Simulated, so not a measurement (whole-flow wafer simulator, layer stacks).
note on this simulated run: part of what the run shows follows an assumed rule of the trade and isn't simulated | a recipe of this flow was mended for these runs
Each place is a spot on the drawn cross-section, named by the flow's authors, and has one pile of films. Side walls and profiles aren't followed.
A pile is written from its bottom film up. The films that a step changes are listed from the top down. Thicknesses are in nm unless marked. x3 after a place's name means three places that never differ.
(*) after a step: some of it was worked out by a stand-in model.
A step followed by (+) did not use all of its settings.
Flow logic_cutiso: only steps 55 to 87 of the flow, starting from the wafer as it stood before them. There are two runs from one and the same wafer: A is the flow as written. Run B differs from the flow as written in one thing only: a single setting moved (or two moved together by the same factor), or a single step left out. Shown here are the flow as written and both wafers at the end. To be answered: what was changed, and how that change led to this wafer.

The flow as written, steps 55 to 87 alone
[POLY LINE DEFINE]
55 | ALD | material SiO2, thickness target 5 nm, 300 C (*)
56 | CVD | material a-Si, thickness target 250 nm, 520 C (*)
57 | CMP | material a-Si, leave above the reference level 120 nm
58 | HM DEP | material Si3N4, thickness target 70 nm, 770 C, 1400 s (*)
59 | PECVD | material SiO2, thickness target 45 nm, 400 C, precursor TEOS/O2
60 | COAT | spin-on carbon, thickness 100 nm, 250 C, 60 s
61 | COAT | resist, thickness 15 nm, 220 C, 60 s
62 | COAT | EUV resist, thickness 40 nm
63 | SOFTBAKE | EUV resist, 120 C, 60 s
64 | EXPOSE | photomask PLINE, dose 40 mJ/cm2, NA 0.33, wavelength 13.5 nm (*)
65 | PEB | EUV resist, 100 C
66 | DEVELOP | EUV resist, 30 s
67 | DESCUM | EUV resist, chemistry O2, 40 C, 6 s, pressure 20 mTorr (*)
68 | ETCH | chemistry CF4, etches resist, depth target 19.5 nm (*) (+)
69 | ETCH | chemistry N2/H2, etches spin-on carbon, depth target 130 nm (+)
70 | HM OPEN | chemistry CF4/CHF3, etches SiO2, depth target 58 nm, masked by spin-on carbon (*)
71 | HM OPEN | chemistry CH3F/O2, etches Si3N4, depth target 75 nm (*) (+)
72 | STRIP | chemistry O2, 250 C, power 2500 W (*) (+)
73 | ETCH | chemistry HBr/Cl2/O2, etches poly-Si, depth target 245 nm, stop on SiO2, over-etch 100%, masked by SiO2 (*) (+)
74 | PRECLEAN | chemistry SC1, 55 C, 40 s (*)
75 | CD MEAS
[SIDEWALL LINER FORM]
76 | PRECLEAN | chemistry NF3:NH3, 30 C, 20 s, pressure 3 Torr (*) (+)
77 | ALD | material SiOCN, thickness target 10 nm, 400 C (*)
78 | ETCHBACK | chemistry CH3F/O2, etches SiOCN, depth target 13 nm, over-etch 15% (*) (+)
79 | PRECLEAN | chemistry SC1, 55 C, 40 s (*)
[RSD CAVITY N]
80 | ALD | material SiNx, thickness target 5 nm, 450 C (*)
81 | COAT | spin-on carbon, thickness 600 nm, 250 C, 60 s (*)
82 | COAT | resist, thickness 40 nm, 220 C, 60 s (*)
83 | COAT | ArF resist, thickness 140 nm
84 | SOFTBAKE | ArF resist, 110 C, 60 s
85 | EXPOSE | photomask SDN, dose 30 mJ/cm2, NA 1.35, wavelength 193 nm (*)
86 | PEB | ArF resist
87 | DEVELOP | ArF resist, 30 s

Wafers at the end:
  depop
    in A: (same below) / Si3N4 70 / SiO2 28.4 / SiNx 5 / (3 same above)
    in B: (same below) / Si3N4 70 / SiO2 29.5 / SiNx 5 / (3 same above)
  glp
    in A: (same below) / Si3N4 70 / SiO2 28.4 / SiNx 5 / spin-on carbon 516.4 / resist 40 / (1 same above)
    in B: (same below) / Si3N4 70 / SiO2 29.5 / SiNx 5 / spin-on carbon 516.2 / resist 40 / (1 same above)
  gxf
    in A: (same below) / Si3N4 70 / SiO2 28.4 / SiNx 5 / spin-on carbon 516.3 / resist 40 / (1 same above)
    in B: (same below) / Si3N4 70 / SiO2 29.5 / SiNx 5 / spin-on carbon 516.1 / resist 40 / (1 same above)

What caused this: step 73, ETCH: depth target 106.4 nm was run, though the flow has depth target 245 nm.

Step by step, how the change led to this:
  73 | ETCH | chemistry HBr/Cl2/O2, etches poly-Si, depth target 245 nm, stop on SiO2, over-etch 100%, masked by SiO2 (*) (+)
      iso, lnri: A -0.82 chemical SiO2 (all of it), -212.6 poly-Si (all of it), -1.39 SiO2 | B -0.82 chemical SiO2 (all of it), -212.6 poly-Si (all of it)
      depop, dpovl x3, gfld and 8 more: A -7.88 SiO2 | B -6.81 SiO2
      (as well as at 7 more places)
  76 | PRECLEAN | chemistry NF3:NH3, 30 C, 20 s, pressure 3 Torr (*) (+)
      lnr, lnrp, lnrt, rsdn, rsdp, rsdw, rsdx: A -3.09 SiO2 (all of it), -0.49 chemical SiO2 (all of it) | B -4.47 SiO2 (all of it), -0.49 chemical SiO2 (all of it)
      iso, lnri: A -3.56 SiO2 (all of it), -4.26 SiO2 flowable | B -4.95 SiO2 (all of it), -2.65 SiO2 flowable
